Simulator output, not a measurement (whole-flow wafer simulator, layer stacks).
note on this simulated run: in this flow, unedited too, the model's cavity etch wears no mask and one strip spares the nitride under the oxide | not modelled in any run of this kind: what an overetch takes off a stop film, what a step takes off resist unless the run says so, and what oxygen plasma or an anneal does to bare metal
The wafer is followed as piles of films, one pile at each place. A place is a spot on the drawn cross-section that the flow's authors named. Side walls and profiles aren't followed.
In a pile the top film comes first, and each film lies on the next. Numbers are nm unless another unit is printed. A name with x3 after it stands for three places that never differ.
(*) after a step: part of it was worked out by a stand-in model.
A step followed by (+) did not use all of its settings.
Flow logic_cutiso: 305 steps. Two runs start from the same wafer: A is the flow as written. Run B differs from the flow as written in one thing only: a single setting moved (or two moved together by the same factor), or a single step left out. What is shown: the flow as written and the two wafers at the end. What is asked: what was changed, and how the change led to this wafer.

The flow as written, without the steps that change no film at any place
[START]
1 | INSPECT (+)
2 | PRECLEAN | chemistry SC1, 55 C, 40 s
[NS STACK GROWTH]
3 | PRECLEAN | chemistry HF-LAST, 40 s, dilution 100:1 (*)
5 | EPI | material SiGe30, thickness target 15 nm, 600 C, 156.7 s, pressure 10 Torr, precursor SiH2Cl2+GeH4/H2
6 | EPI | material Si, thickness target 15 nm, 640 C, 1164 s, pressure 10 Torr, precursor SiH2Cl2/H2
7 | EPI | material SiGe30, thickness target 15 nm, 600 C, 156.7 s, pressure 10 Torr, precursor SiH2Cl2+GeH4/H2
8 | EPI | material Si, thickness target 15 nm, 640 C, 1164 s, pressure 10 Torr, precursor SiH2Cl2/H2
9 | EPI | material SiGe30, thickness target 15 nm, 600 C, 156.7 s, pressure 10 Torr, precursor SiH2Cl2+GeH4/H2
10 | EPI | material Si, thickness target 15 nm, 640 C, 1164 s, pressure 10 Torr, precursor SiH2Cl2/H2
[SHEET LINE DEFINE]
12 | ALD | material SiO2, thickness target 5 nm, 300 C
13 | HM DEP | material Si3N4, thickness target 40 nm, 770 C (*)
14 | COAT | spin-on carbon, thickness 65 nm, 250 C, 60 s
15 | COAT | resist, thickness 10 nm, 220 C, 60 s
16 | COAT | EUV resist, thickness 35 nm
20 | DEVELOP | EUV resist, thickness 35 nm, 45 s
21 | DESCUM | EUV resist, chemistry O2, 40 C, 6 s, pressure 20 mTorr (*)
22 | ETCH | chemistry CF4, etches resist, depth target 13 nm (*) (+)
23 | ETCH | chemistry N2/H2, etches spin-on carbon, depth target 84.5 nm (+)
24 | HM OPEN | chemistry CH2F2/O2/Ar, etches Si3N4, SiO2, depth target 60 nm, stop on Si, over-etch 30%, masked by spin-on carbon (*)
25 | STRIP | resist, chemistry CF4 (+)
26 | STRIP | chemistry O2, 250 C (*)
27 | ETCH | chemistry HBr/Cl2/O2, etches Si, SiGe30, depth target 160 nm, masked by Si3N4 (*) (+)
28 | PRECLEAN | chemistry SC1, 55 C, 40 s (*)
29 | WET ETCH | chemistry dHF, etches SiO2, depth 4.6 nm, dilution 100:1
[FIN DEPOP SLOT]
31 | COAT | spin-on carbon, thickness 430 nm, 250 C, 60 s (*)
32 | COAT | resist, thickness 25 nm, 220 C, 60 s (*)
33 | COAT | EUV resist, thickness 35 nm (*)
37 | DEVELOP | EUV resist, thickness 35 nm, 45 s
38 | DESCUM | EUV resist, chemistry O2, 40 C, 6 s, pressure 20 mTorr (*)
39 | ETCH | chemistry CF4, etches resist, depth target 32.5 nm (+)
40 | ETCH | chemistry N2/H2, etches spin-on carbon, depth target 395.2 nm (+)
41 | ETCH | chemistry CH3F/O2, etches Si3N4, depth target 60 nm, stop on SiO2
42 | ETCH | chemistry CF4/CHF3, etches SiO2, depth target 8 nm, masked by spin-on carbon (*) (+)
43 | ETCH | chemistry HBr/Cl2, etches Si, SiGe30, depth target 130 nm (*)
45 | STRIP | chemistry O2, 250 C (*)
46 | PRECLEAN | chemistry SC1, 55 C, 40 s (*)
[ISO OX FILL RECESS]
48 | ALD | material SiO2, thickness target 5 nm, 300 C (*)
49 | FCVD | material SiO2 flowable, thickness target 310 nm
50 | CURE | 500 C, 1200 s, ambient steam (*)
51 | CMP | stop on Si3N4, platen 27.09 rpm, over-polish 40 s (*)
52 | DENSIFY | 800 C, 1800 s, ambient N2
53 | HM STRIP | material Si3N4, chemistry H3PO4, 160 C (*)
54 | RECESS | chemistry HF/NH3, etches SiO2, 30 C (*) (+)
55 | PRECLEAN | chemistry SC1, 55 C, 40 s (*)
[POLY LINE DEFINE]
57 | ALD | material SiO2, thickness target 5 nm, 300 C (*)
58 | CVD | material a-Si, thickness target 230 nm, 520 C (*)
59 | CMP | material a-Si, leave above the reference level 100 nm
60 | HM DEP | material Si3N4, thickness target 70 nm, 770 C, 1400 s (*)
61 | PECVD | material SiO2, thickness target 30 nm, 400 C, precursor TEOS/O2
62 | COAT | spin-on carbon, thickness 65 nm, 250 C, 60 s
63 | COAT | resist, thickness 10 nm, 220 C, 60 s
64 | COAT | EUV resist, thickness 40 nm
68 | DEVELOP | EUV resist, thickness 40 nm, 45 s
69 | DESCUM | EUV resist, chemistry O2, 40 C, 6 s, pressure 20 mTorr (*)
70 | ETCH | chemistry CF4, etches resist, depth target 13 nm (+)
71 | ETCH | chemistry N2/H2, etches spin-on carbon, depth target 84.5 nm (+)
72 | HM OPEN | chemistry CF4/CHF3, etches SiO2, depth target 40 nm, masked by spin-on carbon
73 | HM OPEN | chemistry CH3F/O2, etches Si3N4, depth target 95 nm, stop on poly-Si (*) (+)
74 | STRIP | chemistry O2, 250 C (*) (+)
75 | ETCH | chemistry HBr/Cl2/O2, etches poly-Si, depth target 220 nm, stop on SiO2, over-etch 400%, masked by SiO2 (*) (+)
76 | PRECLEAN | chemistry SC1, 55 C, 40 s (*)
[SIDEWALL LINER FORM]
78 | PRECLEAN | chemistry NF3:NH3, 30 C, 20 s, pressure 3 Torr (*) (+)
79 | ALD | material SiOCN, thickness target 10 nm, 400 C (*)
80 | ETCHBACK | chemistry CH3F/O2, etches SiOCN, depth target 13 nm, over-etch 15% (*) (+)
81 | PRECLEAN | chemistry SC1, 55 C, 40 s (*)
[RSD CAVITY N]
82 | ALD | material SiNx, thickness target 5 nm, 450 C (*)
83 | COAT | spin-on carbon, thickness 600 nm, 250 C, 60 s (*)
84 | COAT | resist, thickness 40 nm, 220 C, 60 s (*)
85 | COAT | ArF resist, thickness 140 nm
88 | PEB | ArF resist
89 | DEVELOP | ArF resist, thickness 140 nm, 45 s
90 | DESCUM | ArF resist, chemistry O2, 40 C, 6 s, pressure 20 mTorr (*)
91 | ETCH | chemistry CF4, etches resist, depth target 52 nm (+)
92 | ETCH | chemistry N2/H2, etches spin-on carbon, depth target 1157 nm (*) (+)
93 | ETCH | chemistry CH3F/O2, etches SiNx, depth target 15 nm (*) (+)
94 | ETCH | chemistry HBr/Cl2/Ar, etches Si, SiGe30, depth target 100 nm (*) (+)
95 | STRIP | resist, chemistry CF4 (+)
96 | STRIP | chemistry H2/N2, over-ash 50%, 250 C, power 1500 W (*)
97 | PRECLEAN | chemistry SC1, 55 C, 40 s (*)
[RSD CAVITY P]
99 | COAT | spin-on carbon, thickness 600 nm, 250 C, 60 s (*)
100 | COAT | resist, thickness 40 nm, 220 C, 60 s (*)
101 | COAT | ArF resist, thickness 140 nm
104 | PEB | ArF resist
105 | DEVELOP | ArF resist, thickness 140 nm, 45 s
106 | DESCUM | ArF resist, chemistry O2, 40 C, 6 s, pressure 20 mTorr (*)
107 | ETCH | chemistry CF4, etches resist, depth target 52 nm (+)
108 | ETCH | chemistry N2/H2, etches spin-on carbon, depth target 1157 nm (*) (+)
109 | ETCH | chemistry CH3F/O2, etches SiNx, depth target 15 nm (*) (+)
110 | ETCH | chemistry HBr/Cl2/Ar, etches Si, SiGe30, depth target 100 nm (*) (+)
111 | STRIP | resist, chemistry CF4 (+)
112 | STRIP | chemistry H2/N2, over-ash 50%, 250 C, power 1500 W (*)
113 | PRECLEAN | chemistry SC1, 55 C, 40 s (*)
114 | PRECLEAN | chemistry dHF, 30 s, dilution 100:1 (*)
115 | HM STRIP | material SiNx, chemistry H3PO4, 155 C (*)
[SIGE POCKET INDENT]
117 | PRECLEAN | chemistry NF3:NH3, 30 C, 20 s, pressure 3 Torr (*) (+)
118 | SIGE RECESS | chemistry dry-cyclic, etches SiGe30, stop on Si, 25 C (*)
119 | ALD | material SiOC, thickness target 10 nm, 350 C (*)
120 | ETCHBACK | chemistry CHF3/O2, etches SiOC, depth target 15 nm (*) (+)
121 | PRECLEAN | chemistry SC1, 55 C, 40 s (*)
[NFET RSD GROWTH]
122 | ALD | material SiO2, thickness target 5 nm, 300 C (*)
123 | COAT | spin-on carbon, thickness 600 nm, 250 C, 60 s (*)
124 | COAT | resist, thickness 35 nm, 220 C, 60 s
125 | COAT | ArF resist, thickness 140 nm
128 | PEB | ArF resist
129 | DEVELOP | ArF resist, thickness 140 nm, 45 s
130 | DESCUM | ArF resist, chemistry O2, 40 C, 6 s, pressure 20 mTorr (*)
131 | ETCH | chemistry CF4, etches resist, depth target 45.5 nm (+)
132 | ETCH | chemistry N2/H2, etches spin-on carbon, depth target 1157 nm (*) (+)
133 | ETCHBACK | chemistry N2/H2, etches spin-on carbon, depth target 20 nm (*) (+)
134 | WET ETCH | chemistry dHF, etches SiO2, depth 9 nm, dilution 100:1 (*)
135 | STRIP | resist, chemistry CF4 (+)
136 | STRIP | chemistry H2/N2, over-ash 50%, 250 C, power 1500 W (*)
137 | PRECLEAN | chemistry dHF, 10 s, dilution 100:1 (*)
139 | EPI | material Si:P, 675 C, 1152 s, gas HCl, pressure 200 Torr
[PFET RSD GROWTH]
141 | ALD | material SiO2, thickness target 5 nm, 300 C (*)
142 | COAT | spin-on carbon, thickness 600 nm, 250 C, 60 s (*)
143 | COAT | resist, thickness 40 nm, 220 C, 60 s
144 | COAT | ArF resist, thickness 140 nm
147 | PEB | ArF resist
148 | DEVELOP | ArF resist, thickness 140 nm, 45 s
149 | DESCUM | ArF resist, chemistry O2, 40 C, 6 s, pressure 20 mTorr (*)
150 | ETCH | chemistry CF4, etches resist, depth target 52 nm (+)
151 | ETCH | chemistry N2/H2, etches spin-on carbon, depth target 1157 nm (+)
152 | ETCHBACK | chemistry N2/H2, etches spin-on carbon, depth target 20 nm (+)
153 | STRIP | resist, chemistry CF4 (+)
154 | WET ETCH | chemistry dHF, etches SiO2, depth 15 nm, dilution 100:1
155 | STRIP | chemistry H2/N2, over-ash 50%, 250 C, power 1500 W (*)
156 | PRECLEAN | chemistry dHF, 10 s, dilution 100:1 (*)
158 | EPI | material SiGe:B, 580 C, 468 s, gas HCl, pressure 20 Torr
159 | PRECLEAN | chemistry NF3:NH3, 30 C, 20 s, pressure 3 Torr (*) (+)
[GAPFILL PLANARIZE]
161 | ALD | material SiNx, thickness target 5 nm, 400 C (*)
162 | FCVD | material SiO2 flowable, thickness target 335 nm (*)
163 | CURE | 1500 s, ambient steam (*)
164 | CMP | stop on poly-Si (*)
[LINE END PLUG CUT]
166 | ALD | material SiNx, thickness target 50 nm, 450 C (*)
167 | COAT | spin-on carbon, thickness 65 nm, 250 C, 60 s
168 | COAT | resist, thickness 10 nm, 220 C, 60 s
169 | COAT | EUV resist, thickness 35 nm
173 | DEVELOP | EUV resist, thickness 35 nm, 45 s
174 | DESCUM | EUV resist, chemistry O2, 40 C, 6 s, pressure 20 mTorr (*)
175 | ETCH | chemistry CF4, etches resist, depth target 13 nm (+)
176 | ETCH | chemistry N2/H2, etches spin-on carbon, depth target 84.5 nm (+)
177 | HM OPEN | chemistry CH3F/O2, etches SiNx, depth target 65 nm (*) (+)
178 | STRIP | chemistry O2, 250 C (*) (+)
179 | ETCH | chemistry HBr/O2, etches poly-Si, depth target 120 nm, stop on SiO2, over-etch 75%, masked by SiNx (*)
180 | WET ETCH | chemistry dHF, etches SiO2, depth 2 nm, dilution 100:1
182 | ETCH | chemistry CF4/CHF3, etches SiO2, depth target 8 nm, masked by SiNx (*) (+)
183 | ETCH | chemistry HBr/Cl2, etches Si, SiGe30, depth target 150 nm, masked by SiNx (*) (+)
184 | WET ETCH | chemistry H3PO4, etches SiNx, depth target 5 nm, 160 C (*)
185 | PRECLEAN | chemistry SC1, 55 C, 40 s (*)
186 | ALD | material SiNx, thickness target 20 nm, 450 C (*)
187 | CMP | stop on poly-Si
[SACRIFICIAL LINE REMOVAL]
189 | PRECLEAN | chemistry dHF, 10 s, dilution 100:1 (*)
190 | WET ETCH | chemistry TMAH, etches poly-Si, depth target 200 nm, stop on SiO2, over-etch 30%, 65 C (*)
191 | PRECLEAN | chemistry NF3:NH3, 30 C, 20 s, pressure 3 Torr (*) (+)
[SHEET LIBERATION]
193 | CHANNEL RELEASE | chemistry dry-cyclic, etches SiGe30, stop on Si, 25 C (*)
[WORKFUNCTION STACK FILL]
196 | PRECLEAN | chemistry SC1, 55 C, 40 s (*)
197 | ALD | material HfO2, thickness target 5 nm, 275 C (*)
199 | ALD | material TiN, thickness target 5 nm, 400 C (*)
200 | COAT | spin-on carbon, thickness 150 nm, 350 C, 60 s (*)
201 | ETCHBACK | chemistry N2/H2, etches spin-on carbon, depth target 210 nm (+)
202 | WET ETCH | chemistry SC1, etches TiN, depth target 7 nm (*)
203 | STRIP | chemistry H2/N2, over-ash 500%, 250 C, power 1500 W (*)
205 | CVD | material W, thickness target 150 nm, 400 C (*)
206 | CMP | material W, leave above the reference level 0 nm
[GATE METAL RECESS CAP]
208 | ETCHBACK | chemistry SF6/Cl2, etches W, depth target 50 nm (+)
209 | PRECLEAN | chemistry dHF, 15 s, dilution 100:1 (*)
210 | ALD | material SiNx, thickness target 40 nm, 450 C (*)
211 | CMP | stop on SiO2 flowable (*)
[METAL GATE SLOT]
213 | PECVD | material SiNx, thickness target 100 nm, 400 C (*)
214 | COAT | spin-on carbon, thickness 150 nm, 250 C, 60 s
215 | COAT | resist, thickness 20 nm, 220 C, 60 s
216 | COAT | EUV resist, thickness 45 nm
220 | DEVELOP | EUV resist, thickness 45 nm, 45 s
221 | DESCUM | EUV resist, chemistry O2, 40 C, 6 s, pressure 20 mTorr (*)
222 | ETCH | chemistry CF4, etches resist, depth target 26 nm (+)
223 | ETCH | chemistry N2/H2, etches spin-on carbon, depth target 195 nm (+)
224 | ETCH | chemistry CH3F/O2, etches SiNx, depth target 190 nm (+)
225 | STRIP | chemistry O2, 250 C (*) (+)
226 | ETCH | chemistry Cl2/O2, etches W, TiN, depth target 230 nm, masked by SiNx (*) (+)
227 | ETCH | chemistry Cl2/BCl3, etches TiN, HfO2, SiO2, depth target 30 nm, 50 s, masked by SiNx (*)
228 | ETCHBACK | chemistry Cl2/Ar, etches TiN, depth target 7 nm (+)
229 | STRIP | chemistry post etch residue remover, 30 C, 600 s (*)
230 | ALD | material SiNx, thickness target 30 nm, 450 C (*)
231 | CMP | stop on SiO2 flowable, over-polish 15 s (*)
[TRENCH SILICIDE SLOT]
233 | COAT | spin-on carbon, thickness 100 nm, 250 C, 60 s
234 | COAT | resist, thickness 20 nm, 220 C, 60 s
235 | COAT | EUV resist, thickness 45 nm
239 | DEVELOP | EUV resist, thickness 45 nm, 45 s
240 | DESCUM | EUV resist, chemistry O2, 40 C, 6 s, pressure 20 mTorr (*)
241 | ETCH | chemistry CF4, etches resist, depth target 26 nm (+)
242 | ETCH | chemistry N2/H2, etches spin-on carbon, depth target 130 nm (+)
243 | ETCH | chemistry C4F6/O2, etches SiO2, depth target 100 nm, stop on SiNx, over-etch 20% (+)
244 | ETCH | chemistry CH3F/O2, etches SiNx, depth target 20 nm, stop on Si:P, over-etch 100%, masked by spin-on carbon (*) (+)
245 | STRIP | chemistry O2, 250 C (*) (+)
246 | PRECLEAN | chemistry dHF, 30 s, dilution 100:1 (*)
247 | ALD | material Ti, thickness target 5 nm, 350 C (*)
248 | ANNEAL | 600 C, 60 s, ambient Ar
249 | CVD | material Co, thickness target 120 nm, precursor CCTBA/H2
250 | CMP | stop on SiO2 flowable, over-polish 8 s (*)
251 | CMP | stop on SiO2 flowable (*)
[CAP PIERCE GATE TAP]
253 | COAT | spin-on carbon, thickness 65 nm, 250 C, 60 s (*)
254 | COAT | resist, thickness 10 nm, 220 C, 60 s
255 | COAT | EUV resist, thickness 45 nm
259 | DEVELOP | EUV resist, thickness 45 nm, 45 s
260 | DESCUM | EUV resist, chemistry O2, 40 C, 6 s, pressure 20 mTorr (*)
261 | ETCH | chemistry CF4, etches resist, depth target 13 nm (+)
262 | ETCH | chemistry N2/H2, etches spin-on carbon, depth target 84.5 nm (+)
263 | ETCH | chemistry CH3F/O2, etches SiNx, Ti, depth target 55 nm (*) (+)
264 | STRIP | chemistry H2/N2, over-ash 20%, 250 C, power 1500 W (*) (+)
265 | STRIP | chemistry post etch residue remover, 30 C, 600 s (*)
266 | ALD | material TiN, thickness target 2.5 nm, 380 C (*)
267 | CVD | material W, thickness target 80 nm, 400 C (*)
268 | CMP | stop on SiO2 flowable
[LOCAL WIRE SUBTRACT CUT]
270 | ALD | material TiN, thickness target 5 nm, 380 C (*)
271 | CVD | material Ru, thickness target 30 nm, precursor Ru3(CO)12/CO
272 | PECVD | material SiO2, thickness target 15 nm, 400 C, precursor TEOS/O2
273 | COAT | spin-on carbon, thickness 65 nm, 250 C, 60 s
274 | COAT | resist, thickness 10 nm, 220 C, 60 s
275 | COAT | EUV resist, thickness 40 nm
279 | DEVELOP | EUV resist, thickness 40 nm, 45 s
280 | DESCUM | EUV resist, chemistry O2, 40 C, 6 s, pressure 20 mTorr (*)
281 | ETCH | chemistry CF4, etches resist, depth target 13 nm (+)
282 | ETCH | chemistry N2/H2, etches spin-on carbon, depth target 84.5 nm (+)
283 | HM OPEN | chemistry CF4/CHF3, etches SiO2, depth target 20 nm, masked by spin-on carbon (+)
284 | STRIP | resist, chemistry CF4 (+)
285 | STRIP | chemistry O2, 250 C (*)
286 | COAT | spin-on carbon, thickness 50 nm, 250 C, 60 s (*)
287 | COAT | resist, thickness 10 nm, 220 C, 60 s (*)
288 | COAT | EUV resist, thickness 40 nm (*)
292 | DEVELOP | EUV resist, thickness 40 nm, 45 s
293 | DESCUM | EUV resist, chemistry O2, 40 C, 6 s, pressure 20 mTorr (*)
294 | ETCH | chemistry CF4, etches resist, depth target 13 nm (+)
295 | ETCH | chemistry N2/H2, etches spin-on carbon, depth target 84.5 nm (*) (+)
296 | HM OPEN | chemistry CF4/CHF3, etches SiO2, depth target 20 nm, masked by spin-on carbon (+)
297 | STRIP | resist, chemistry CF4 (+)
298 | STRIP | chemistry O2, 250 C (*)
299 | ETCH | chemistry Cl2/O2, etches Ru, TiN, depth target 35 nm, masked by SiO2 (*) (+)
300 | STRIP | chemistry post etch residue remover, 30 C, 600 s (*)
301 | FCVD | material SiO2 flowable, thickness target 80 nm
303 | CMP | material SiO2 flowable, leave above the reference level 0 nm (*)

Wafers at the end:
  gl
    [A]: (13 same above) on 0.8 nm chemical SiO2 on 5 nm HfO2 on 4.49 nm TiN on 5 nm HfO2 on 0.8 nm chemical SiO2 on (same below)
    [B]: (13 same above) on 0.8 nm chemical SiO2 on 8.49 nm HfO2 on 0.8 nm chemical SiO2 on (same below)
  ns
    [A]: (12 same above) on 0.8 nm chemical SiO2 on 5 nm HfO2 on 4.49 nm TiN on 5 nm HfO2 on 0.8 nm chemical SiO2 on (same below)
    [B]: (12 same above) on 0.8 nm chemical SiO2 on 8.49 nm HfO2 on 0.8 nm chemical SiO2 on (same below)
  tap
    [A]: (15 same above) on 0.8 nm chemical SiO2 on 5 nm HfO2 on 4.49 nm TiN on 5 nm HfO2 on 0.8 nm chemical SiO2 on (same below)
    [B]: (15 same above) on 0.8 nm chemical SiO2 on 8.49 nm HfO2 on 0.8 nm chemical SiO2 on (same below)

The reason: step 7, EPI: 94 s was run, whereas the flow has 156.7 s.

Step by step, how the change led to this:
  7 | EPI | material SiGe30, thickness target 15 nm, 600 C, 156.7 s, pressure 10 Torr, precursor SiH2Cl2+GeH4/H2
      depop, dpovl, gfld and 19 more: A SiGe30 gains 15 (new film) | B SiGe30 gains 9 (new film)
  27 | ETCH | chemistry HBr/Cl2/O2, etches Si, SiGe30, depth target 160 nm, masked by Si3N4 (*) (+)
      gfld, gxf, iso, lnri: A chemical SiO2 loses 0.79 (all of it), Si loses 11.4 (all of it), SiGe30 loses 15 (all of it), Si loses 15 (all of it), SiGe30 loses 15 (all of it), Si loses 15 (all of it), SiGe30 loses 15 (all of it), Si loses 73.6 | B chemical SiO2 loses 0.79 (all of it), Si loses 11.4 (all of it), SiGe30 loses 15 (all of it), Si loses 15 (all of it), SiGe30 loses 9 (all of it), Si loses 15 (all of it), SiGe30 loses 15 (all of it), Si loses 79.6
      dpovl, nsgap: A chemical SiO2 loses 0.79 (all of it), Si loses 11.8 (all of it), SiGe30 loses 15 (all of it), Si loses 15 (all of it), SiGe30 loses 15 (all of it), Si loses 15 (all of it), SiGe30 loses 15 (all of it), Si loses 73.2 | B chemical SiO2 loses 0.79 (all of it), Si loses 11.8 (all of it), SiGe30 loses 15 (all of it), Si loses 15 (all of it), SiGe30 loses 9 (all of it), Si loses 15 (all of it), SiGe30 loses 15 (all of it), Si loses 79.2
      (and at 1 other place as well)
  43 | ETCH | chemistry HBr/Cl2, etches Si, SiGe30, depth target 130 nm (*)
      depop: A Si loses 14 (all of it), SiGe30 loses 15 (all of it), Si loses 15 (all of it), SiGe30 loses 15 (all of it), Si loses 15 (all of it), SiGe30 loses 15 (all of it), Si loses 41 | B Si loses 14 (all of it), SiGe30 loses 15 (all of it), Si loses 15 (all of it), SiGe30 loses 9 (all of it), Si loses 15 (all of it), SiGe30 loses 15 (all of it), Si loses 47
  94 | ETCH | chemistry HBr/Cl2/Ar, etches Si, SiGe30, depth target 100 nm (*) (+)
      rsdn, rsdx: A chemical SiO2 loses 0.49 (all of it), Si loses 12.8 (all of it), SiGe30 loses 15 (all of it), Si loses 15 (all of it), SiGe30 loses 15 (all of it), Si loses 15 (all of it), SiGe30 loses 15 (all of it), Si loses 12.2 | B chemical SiO2 loses 0.49 (all of it), Si loses 12.8 (all of it), SiGe30 loses 15 (all of it), Si loses 15 (all of it), SiGe30 loses 9 (all of it), Si loses 15 (all of it), SiGe30 loses 15 (all of it), Si loses 18.2
  110 | ETCH | chemistry HBr/Cl2/Ar, etches Si, SiGe30, depth target 100 nm (*) (+)
      rsdp, rsdw: A chemical SiO2 loses 0.49 (all of it), Si loses 12.8 (all of it), SiGe30 loses 15 (all of it), Si loses 15 (all of it), SiGe30 loses 15 (all of it), Si loses 15 (all of it), SiGe30 loses 15 (all of it), Si loses 12.2 | B chemical SiO2 loses 0.49 (all of it), Si loses 12.8 (all of it), SiGe30 loses 15 (all of it), Si loses 15 (all of it), SiGe30 loses 9 (all of it), Si loses 15 (all of it), SiGe30 loses 15 (all of it), Si loses 18.2
  118 | SIGE RECESS | chemistry dry-cyclic, etches SiGe30, stop on Si, 25 C (*)
      lnr, lnrp, lnrt: A SiOCN loses 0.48, Si loses 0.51, cavity gains 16 (new film), SiGe30 loses 15 (all of it), Si loses 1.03, cavity gains 16 (new film), SiGe30 loses 15 (all of it), Si loses 1.03, cavity gains 16 (new film), SiGe30 loses 15 (all of it), Si loses 0.51 | B SiOCN loses 0.48, Si loses 0.51, cavity gains 16 (new film), SiGe30 loses 15 (all of it), Si loses 1.03, cavity gains 10 (new film), SiGe30 loses 9 (all of it), Si loses 1.03, cavity gains 16 (new film), SiGe30 loses 15 (all of it), Si loses 0.51
  119 | ALD | material SiOC, thickness target 10 nm, 350 C (*)
      lnr, lnrp, lnrt: A SiOC gains 10 (new film), SiOC gains 16 (new film), cavity loses 16 (all of it), SiOC gains 16 (new film), cavity loses 16 (all of it), SiOC gains 16 (new film), cavity loses 16 (all of it) | B SiOC gains 10 (new film), SiOC gains 16 (new film), cavity loses 16 (all of it), SiOC gains 10 (new film), cavity loses 10 (all of it), SiOC gains 16 (new film), cavity loses 16 (all of it)
  183 | ETCH | chemistry HBr/Cl2, etches Si, SiGe30, depth target 150 nm, masked by SiNx (*) (+)
      plug: A Si loses 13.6 (all of it), SiGe30 loses 15 (all of it), Si loses 15 (all of it), SiGe30 loses 15 (all of it), Si loses 15 (all of it), SiGe30 loses 15 (all of it), Si loses 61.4 | B Si loses 13.6 (all of it), SiGe30 loses 15 (all of it), Si loses 15 (all of it), SiGe30 loses 9 (all of it), Si loses 15 (all of it), SiGe30 loses 15 (all of it), Si loses 67.4
  193 | CHANNEL RELEASE | chemistry dry-cyclic, etches SiGe30, stop on Si, 25 C (*)
      gl, glp, gxn, gxp, ns, tap: A chemical SiO2 gains 0.8 (new film), Si loses 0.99, chemical SiO2 gains 0.8 (new film), cavity gains 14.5 (new film), chemical SiO2 gains 0.8 (new film), SiGe30 loses 15 (all of it), Si loses 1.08, chemical SiO2 gains 0.8 (new film), cavity gains 14.5 (new film), chemical SiO2 gains 0.8 (new film), SiGe30 loses 15 (all of it), Si loses 1.08, chemical SiO2 gains 0.8 (new film), cavity gains 14.5 (new film), chemical SiO2 gains 0.8 (new film), SiGe30 loses 15 (all of it), Si loses 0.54 | B chemical SiO2 gains 0.8 (new film), Si loses 0.99, chemical SiO2 gains 0.8 (new film), cavity gains 14.5 (new film), chemical SiO2 gains 0.8 (new film), SiGe30 loses 15 (all of it), Si loses 1.08, chemical SiO2 gains 0.8 (new film), cavity gains 8.49 (new film), chemical SiO2 gains 0.8 (new film), SiGe30 loses 9 (all of it), Si loses 1.08, chemical SiO2 gains 0.8 (new film), cavity gains 14.5 (new film), chemical SiO2 gains 0.8 (new film), SiGe30 loses 15 (all of it), Si loses 0.54
  197 | ALD | material HfO2, thickness target 5 nm, 275 C (*)
      gl, glp, gxn, gxp, ns, tap: A HfO2 gains 5 (new film), HfO2 gains 5 (new film), cavity loses 10, HfO2 gains 5 (new film), HfO2 gains 5 (new film), cavity loses 10, HfO2 gains 5 (new film), HfO2 gains 5 (new film), cavity loses 10, HfO2 gains 5 (new film) | B HfO2 gains 5 (new film), HfO2 gains 5 (new film), cavity loses 10, HfO2 gains 5 (new film), HfO2 gains 8.49 (new film), cavity loses 8.49 (all of it), HfO2 gains 5 (new film), cavity loses 10, HfO2 gains 5 (new film)
  199 | ALD | material TiN, thickness target 5 nm, 400 C (*)
      gl, glp, tap: A TiN gains 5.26 (new film), TiN gains 4.49 (new film), cavity loses 4.49 (all of it), TiN gains 4.49 (new film), cavity loses 4.49 (all of it), TiN gains 4.49 (new film), cavity loses 4.49 (all of it) | B TiN gains 5.26 (new film), TiN gains 4.49 (new film), cavity loses 4.49 (all of it), TiN gains 4.49 (new film), cavity loses 4.49 (all of it)
      gxn, gxp, ns: A TiN gains 5 (new film), TiN gains 4.49 (new film), cavity loses 4.49 (all of it), TiN gains 4.49 (new film), cavity loses 4.49 (all of it), TiN gains 4.49 (new film), cavity loses 4.49 (all of it) | B TiN gains 5 (new film), TiN gains 4.49 (new film), cavity loses 4.49 (all of it), TiN gains 4.49 (new film), cavity loses 4.49 (all of it)
With metal films that touch counted as one body, gl has 3 bodies (between them, from the top down: HfO2 5 / chemical SiO2 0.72 / Si 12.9 / chemical SiO2 0.8 / HfO2 5; HfO2 5 / chemical SiO2 0.8 / Si 13.9 / chemical SiO2 0.8 / HfO2 8.49 / chemical SiO2 0.8 / Si 13.9 / chemical SiO2 0.8 / HfO2 5); the flow as written gives 4 bodies (between them, from the top down: HfO2 5 / chemical SiO2 0.72 / Si 12.9 / chemical SiO2 0.8 / HfO2 5; HfO2 5 / chemical SiO2 0.8 / Si 13.9 / chemical SiO2 0.8 / HfO2 5; HfO2 5 / chemical SiO2 0.8 / Si 13.9 / chemical SiO2 0.8 / HfO2 5).
With metal films that touch counted as one body, ns has 3 bodies (between them, from the top down: HfO2 5 / chemical SiO2 0.72 / Si 12.9 / chemical SiO2 0.8 / HfO2 5; HfO2 5 / chemical SiO2 0.8 / Si 13.9 / chemical SiO2 0.8 / HfO2 8.49 / chemical SiO2 0.8 / Si 13.9 / chemical SiO2 0.8 / HfO2 5); the flow as written gives 4 bodies (between them, from the top down: HfO2 5 / chemical SiO2 0.72 / Si 12.9 / chemical SiO2 0.8 / HfO2 5; HfO2 5 / chemical SiO2 0.8 / Si 13.9 / chemical SiO2 0.8 / HfO2 5; HfO2 5 / chemical SiO2 0.8 / Si 13.9 / chemical SiO2 0.8 / HfO2 5).
With metal films that touch counted as one body, tap has 3 bodies (between them, from the top down: HfO2 5 / chemical SiO2 0.72 / Si 12.9 / chemical SiO2 0.8 / HfO2 5; HfO2 5 / chemical SiO2 0.8 / Si 13.9 / chemical SiO2 0.8 / HfO2 8.49 / chemical SiO2 0.8 / Si 13.9 / chemical SiO2 0.8 / HfO2 5); the flow as written gives 4 bodies (between them, from the top down: HfO2 5 / chemical SiO2 0.72 / Si 12.9 / chemical SiO2 0.8 / HfO2 5; HfO2 5 / chemical SiO2 0.8 / Si 13.9 / chemical SiO2 0.8 / HfO2 5; HfO2 5 / chemical SiO2 0.8 / Si 13.9 / chemical SiO2 0.8 / HfO2 5).
